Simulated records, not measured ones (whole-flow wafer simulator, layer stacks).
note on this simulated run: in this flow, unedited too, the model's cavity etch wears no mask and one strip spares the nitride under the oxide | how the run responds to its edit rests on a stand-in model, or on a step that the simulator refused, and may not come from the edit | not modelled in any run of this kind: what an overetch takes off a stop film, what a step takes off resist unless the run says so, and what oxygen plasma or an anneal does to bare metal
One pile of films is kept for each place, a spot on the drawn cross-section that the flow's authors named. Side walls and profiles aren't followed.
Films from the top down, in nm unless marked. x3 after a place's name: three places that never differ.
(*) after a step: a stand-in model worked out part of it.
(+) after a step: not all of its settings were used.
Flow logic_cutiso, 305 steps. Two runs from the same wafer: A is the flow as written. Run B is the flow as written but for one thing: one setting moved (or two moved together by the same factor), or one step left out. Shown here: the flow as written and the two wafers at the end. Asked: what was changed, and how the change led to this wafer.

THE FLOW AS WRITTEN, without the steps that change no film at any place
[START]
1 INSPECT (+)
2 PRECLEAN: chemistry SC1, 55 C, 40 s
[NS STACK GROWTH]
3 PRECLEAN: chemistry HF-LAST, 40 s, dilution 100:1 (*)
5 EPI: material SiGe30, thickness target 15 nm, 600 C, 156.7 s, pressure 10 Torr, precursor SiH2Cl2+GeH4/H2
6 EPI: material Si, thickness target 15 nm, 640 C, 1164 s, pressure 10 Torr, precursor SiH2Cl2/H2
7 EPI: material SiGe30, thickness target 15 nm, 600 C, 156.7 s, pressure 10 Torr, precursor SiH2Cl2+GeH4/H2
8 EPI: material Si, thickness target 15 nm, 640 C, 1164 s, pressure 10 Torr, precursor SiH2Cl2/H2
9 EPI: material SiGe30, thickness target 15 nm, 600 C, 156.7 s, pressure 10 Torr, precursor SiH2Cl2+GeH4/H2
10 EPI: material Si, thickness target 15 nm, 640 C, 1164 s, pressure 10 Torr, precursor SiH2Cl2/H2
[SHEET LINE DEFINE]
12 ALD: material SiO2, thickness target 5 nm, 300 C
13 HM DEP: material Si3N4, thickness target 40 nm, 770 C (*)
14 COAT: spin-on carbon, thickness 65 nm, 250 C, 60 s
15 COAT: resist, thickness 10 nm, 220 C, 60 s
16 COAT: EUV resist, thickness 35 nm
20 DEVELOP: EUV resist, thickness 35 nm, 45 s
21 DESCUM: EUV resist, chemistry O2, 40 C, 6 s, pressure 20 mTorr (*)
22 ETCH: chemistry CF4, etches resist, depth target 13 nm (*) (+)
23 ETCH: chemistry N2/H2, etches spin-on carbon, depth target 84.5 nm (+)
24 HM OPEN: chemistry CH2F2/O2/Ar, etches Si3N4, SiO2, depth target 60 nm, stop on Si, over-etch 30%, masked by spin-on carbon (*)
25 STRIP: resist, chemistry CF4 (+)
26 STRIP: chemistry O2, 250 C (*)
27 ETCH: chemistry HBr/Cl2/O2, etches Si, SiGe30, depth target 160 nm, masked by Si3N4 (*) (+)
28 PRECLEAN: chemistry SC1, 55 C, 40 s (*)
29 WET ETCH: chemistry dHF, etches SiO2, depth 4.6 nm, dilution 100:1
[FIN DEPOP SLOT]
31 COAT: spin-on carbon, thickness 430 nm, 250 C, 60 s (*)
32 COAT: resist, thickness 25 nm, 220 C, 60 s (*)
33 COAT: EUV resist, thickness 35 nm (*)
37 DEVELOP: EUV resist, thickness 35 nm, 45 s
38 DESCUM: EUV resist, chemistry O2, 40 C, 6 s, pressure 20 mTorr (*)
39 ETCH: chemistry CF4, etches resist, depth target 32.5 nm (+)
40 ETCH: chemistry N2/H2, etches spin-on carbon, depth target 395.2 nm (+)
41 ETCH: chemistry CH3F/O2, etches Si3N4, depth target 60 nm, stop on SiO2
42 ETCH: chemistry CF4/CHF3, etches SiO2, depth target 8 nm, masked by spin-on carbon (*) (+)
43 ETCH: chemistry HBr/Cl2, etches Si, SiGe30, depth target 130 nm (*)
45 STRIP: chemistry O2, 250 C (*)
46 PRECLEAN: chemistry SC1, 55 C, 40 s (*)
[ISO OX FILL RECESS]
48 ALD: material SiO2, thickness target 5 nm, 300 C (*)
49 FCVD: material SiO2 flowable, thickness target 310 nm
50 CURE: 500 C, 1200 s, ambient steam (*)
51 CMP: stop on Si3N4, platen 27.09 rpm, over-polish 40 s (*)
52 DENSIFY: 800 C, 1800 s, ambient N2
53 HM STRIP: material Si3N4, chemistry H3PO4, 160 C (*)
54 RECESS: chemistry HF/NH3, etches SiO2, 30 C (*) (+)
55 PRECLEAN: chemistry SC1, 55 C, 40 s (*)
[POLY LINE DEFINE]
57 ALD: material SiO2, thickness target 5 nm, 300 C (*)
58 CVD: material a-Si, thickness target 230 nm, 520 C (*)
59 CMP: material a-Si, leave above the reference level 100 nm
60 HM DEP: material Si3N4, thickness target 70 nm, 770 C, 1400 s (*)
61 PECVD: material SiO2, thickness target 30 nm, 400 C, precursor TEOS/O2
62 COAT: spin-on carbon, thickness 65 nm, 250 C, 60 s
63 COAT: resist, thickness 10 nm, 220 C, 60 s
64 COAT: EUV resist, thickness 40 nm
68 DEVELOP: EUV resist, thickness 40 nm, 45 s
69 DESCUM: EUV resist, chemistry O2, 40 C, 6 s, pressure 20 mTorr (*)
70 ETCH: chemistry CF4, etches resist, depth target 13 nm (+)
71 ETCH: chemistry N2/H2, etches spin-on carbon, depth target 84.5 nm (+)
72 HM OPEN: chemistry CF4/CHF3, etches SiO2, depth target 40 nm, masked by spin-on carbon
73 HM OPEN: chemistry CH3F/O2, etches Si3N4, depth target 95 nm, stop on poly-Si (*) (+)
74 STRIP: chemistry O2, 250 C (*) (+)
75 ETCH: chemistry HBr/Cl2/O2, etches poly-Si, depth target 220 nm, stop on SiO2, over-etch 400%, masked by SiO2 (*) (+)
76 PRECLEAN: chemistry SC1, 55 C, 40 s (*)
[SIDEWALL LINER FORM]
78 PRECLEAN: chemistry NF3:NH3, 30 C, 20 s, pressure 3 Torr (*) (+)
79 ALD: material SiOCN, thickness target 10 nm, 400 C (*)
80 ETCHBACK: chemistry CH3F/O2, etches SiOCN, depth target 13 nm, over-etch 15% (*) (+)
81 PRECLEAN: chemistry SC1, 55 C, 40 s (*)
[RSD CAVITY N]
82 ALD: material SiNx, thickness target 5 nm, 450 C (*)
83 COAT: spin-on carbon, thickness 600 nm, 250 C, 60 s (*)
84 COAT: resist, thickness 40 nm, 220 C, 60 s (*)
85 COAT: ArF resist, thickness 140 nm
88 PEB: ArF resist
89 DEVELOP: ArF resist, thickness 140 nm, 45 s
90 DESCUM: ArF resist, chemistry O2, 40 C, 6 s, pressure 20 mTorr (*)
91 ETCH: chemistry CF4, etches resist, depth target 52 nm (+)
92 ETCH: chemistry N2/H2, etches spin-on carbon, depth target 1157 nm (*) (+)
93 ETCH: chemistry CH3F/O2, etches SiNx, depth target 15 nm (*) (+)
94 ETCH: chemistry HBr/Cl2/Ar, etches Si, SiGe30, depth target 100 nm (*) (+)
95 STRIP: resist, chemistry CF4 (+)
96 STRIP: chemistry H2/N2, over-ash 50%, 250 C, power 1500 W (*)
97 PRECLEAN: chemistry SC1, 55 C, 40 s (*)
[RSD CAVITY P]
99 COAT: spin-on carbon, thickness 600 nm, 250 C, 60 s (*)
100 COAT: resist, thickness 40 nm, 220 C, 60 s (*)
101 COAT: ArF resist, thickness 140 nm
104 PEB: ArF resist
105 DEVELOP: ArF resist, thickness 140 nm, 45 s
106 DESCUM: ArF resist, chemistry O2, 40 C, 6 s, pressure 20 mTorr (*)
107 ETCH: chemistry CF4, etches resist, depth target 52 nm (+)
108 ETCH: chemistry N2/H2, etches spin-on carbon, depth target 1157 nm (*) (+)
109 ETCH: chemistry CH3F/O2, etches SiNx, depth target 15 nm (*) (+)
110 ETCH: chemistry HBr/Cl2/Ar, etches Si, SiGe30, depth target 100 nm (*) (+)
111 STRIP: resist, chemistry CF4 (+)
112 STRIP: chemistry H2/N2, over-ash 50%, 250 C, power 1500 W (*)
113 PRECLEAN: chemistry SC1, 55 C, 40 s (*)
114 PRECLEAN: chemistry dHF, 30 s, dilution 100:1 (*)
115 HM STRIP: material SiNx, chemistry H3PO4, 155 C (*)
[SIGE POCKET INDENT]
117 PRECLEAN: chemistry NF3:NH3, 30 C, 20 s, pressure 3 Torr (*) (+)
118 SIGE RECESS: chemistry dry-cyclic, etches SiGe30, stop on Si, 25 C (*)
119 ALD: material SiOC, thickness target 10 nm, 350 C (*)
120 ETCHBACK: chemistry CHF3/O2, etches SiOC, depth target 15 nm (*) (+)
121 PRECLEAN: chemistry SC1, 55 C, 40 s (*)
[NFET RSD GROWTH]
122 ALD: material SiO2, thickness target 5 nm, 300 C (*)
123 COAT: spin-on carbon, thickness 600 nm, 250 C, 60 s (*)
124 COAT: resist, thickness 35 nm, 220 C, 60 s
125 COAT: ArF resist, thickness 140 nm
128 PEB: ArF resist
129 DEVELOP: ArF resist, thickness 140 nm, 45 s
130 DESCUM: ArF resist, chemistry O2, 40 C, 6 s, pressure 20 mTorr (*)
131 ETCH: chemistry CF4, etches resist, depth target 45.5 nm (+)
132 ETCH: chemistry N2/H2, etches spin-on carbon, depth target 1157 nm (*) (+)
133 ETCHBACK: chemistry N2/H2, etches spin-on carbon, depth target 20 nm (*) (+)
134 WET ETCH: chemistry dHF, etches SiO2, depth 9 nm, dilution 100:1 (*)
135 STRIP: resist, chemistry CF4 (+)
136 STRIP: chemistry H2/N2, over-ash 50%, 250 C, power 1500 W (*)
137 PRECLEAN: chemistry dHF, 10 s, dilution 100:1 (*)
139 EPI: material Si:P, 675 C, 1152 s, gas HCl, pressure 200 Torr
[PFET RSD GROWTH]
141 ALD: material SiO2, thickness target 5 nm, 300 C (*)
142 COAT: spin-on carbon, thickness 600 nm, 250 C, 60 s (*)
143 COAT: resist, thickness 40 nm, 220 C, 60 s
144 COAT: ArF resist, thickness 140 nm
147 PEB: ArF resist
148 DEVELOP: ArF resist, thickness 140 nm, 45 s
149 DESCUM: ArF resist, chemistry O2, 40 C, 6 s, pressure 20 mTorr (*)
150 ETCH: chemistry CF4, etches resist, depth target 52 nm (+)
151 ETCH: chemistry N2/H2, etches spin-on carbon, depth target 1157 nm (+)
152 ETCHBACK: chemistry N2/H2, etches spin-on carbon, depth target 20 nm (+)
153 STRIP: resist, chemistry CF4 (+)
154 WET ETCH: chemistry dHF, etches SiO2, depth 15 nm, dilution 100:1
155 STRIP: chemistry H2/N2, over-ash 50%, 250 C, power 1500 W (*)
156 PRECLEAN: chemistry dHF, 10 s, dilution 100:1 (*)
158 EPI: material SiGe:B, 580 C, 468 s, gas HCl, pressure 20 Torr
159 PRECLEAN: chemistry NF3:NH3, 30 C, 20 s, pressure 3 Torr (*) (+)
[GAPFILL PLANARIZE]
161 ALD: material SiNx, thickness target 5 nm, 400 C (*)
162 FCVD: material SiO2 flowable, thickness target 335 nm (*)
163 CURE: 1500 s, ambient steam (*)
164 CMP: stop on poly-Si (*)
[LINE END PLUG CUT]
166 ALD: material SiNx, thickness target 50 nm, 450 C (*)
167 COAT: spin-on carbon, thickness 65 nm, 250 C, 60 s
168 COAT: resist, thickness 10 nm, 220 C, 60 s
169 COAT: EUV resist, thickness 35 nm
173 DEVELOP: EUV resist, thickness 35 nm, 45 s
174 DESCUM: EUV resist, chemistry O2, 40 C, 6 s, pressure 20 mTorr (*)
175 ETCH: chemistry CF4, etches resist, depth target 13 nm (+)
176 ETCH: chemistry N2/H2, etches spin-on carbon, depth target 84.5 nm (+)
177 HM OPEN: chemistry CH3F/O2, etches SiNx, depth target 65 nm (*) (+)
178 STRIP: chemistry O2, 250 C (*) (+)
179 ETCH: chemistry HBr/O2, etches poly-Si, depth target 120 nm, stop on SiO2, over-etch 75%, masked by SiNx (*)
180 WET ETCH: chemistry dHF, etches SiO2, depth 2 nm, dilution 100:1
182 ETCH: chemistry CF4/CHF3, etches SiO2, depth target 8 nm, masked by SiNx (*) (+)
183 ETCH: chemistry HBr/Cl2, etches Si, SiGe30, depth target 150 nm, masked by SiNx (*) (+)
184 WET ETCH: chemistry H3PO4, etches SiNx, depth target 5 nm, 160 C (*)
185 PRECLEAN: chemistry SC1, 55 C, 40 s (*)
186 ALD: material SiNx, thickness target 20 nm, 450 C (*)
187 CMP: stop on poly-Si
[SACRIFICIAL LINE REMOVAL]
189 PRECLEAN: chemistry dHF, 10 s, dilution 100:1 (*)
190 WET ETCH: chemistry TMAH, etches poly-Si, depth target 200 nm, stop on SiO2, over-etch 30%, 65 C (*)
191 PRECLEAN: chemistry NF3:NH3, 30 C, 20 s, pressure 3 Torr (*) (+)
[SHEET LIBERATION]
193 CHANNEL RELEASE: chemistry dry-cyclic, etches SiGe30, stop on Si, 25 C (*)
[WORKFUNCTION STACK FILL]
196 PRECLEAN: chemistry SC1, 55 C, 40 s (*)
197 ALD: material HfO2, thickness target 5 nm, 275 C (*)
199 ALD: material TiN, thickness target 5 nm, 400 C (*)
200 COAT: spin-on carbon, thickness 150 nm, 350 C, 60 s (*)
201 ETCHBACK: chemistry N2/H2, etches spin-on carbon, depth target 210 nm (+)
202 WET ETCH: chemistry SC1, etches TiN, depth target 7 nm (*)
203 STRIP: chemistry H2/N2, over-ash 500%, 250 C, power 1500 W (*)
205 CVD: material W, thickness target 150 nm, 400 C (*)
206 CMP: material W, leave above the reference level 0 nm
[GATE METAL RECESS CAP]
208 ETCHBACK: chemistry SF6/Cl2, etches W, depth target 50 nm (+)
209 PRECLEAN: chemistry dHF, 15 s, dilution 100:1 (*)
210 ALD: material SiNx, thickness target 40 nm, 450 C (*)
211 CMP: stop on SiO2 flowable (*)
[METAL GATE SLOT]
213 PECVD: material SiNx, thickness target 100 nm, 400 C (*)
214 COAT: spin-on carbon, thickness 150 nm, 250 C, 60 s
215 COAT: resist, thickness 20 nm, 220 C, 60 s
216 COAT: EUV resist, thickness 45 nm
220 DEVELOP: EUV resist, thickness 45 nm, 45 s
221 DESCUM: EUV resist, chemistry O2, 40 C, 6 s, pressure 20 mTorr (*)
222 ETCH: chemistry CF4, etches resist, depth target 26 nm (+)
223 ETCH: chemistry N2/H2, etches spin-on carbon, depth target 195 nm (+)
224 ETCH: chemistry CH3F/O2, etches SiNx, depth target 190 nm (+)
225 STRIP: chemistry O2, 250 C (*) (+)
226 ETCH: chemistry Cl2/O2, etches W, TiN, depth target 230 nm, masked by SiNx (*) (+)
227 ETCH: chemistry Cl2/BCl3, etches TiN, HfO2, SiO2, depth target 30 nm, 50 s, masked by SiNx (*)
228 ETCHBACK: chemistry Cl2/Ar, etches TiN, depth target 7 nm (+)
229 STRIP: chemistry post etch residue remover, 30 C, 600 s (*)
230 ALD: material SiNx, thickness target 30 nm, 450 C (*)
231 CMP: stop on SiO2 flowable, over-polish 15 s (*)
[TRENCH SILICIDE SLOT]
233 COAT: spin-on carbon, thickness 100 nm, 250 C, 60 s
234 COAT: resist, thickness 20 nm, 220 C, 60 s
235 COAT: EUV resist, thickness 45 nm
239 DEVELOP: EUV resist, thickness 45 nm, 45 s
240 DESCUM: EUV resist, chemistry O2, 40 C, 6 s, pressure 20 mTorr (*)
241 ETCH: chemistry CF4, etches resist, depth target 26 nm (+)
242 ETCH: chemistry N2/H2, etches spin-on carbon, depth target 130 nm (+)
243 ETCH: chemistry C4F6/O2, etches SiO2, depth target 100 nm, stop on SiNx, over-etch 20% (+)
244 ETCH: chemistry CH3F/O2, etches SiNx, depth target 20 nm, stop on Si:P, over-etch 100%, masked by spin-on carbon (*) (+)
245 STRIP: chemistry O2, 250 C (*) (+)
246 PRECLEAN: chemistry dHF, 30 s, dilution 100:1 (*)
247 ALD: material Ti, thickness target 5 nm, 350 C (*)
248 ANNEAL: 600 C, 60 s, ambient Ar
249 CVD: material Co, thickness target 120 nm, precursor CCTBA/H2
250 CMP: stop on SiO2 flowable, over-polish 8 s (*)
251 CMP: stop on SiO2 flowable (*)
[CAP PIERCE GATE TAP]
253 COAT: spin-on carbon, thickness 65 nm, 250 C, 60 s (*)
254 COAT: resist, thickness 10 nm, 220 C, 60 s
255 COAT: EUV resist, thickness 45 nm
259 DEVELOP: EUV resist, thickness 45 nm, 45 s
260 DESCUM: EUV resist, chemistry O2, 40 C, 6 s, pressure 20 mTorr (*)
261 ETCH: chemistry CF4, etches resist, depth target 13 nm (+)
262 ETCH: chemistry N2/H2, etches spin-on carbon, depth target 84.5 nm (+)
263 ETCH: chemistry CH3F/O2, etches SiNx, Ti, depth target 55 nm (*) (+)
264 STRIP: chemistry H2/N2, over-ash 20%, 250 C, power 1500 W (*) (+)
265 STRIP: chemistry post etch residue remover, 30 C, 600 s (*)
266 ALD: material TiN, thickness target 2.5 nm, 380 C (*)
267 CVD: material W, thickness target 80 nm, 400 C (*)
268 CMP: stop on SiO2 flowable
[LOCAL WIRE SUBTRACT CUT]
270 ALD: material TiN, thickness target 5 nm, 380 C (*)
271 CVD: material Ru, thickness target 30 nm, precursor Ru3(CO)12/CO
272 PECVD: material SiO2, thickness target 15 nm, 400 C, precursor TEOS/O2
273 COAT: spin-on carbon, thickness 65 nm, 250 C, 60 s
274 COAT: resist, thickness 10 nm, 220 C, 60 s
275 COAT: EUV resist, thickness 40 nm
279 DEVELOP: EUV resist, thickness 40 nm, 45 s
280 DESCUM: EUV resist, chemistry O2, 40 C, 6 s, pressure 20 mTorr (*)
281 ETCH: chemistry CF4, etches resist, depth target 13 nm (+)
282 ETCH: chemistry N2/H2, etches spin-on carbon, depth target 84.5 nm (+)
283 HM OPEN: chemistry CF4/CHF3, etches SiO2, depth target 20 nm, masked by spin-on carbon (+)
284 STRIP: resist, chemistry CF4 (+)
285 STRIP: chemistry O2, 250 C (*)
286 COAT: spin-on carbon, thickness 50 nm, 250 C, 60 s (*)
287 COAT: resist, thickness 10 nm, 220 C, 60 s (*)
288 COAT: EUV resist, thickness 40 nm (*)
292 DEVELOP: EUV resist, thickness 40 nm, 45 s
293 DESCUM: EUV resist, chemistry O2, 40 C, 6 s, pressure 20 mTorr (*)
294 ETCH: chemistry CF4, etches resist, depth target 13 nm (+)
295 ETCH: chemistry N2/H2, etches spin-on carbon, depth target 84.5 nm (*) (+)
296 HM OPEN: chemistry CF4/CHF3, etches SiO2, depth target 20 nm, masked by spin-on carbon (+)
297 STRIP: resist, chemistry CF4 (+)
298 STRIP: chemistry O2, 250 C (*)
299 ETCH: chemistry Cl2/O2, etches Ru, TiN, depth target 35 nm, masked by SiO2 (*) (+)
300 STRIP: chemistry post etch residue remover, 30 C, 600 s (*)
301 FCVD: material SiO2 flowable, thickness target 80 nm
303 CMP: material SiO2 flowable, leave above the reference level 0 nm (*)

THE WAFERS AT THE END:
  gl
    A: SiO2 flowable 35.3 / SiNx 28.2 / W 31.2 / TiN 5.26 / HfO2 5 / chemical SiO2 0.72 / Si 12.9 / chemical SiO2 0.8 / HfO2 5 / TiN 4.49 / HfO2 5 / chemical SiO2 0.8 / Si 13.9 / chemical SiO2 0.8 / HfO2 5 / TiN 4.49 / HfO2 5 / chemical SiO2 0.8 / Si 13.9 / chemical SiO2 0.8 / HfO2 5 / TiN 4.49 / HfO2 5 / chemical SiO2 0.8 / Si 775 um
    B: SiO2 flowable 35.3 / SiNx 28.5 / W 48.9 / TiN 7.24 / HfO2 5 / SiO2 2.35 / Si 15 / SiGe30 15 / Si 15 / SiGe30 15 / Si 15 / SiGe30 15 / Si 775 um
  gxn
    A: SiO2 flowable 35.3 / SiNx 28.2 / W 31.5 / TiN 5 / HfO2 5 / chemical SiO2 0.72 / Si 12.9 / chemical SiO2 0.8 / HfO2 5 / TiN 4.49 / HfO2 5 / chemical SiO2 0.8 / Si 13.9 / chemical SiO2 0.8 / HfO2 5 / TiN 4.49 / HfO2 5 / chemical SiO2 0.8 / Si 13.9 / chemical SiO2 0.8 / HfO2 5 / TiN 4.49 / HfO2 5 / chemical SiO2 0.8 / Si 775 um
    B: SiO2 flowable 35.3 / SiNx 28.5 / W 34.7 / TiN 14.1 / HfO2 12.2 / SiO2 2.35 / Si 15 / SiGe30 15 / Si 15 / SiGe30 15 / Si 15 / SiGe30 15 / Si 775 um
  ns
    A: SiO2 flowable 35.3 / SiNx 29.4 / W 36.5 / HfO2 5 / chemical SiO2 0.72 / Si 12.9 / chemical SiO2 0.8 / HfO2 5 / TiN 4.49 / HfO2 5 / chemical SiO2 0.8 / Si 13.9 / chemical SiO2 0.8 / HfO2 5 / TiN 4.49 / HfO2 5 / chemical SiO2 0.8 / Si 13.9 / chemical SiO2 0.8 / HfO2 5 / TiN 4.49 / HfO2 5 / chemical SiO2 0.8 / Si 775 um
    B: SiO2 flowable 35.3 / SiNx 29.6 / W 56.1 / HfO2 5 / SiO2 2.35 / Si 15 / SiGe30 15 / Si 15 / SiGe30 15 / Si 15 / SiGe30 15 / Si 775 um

The cause: step 54, RECESS: chemistry HF/NH3, etches SiO2, 30 C (*) (+), was left out.

How the change led to this, step by step:
  55 PRECLEAN: chemistry SC1, 55 C, 40 s (*)
      gl, glp, gxn and 11 more: A chemical SiO2 +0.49 (new film), Si -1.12 | B SiO2 -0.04
  57 ALD: material SiO2, thickness target 5 nm, 300 C (*)
      gl, glp, gxn and 11 more: A SiO2 +5 (new film) | B SiO2 +5
  58 CVD: material a-Si, thickness target 230 nm, 520 C (*)
      gfld, gxf, iso, lnri: A a-Si +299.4 (new film) | B a-Si +230 (new film)
      depop, isow, nsgap: A a-Si +319.4 (new film) | B a-Si +230 (new film)
      (and at 2 more places)
  59 CMP: material a-Si, leave above the reference level 100 nm
      gl, glp, gxn and 10 more: A a-Si -130 | B a-Si -112.3
      gfld, gxf, iso, lnri: A a-Si -109.9 | B a-Si -129.1
  60 HM DEP: material Si3N4, thickness target 70 nm, 770 C, 1400 s (*)
      gl, glp, gxn and 11 more: A Si3N4 +70 (new film), poly-Si +100 (new film), a-Si -100 (all of it) | B Si3N4 +70 (new film), poly-Si +117.7 (new film), a-Si -117.7 (all of it)
      gfld, gxf, iso, lnri: A Si3N4 +70 (new film), poly-Si +189.4 (new film), a-Si -189.4 (all of it) | B Si3N4 +70 (new film), poly-Si +100.9 (new film), a-Si -100.9 (all of it)
      (and at 4 more places)
  75 ETCH: chemistry HBr/Cl2/O2, etches poly-Si, depth target 220 nm, stop on SiO2, over-etch 400%, masked by SiO2 (*) (+)
      lnr, lnrp, lnrt, rsdn, rsdp, rsdw, rsdx: A chemical SiO2 -0.79 (all of it), poly-Si -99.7 (all of it), SiO2 -5 (all of it) | B chemical SiO2 -0.79 (all of it), poly-Si -117.3 (all of it), SiO2 -5
      iso, lnri: A chemical SiO2 -0.79 (all of it), poly-Si -189.1 (all of it), SiO2 -4.55 | B chemical SiO2 -0.79 (all of it), poly-Si -100.6 (all of it), SiO2 -5 (all of it)
      (and at 13 more places)
  78 PRECLEAN: chemistry NF3:NH3, 30 C, 20 s, pressure 3 Torr (*) (+)
      lnr, lnrp, lnrt, rsdn, rsdp, rsdw, rsdx: A chemical SiO2 -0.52 (all of it) | B SiO2 -4.56 (all of it)
  80 ETCHBACK: chemistry CH3F/O2, etches SiOCN, depth target 13 nm, over-etch 15% (*) (+)
      lnr, lnrp, lnrt: A SiOCN +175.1 | B SiOCN +198.6
      lnri: A SiOCN +271.9 | B SiOCN +185.7
  83 COAT: spin-on carbon, thickness 600 nm, 250 C, 60 s (*)
      rsdn, rsdp, rsdw, rsdx: A spin-on carbon +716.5 (new film) | B spin-on carbon +741.3 (new film)
      iso: A spin-on carbon +813.5 (new film) | B spin-on carbon +728.7 (new film)
  92 ETCH: chemistry N2/H2, etches spin-on carbon, depth target 1157 nm (*) (+)
      rsdn, rsdx: A spin-on carbon -710.5 (all of it), SiNx -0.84 | B spin-on carbon -735.3 (all of it), SiNx -0.59
  94 ETCH: chemistry HBr/Cl2/Ar, etches Si, SiGe30, depth target 100 nm (*) (+)
      rsdn, rsdx: A chemical SiO2 -0.49 (all of it), Si -12.8 (all of it), SiGe30 -15 (all of it), Si -15 (all of it), SiGe30 -15 (all of it), Si -15 (all of it), SiGe30 -15 (all of it), Si -12.2 | B chemical SiO2 -0.49 (all of it), Si -14 (all of it), SiGe30 -15 (all of it), Si -15 (all of it), SiGe30 -15 (all of it), Si -15 (all of it), SiGe30 -15 (all of it), Si -11
  96 STRIP: chemistry H2/N2, over-ash 50%, 250 C, power 1500 W (*)
      rsdp, rsdw: A spin-on carbon -716.5 (all of it) | B spin-on carbon -741.3 (all of it)
      iso: A spin-on carbon -813.5 (all of it) | B spin-on carbon -728.7 (all of it)
  99 COAT: spin-on carbon, thickness 600 nm, 250 C, 60 s (*)
      rsdn, rsdx: A spin-on carbon +802.8 (new film) | B spin-on carbon +827.6 (new film)
      iso: A spin-on carbon +794.7 (new film) | B spin-on carbon +709.9 (new film)
      (and at 2 more places)
  108 ETCH: chemistry N2/H2, etches spin-on carbon, depth target 1157 nm (*) (+)
      rsdp: A spin-on carbon -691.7 (all of it), SiNx -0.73 | B spin-on carbon -716.4 (all of it), SiNx -0.48
      rsdw: A spin-on carbon -691.7 (all of it), SiNx -0.73 | B spin-on carbon -716.5 (all of it), SiNx -0.48
  110 ETCH: chemistry HBr/Cl2/Ar, etches Si, SiGe30, depth target 100 nm (*) (+)
      rsdp, rsdw: A chemical SiO2 -0.49 (all of it), Si -12.8 (all of it), SiGe30 -15 (all of it), Si -15 (all of it), SiGe30 -15 (all of it), Si -15 (all of it), SiGe30 -15 (all of it), Si -12.2 | B chemical SiO2 -0.49 (all of it), Si -14 (all of it), SiGe30 -15 (all of it), Si -15 (all of it), SiGe30 -15 (all of it), Si -15 (all of it), SiGe30 -15 (all of it), Si -11
  112 STRIP: chemistry H2/N2, over-ash 50%, 250 C, power 1500 W (*)
      rsdn, rsdx: A spin-on carbon -802.8 (all of it) | B spin-on carbon -827.6 (all of it)
      iso: A spin-on carbon -794.7 (all of it) | B spin-on carbon -709.9 (all of it)
  ... 39 more steps ...
  251 CMP: stop on SiO2 flowable (*)
      iso: A Co -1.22 (all of it), Ti -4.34 | B Ti -4.56
      rsdx: A Ti -5 (all of it) | B Ti -4.62
Counting metal films that touch as one body, gl has 1 body; the flow as written gives 4 bodies (between them, from the top down: HfO2 5 / chemical SiO2 0.72 / Si 12.9 / chemical SiO2 0.8 / HfO2 5; HfO2 5 / chemical SiO2 0.8 / Si 13.9 / chemical SiO2 0.8 / HfO2 5; HfO2 5 / chemical SiO2 0.8 / Si 13.9 / chemical SiO2 0.8 / HfO2 5).
Counting metal films that touch as one body, gxn has 1 body; the flow as written gives 4 bodies (between them, from the top down: HfO2 5 / chemical SiO2 0.72 / Si 12.9 / chemical SiO2 0.8 / HfO2 5; HfO2 5 / chemical SiO2 0.8 / Si 13.9 / chemical SiO2 0.8 / HfO2 5; HfO2 5 / chemical SiO2 0.8 / Si 13.9 / chemical SiO2 0.8 / HfO2 5).
Counting metal films that touch as one body, ns has 1 body; the flow as written gives 4 bodies (between them, from the top down: HfO2 5 / chemical SiO2 0.72 / Si 12.9 / chemical SiO2 0.8 / HfO2 5; HfO2 5 / chemical SiO2 0.8 / Si 13.9 / chemical SiO2 0.8 / HfO2 5; HfO2 5 / chemical SiO2 0.8 / Si 13.9 / chemical SiO2 0.8 / HfO2 5).
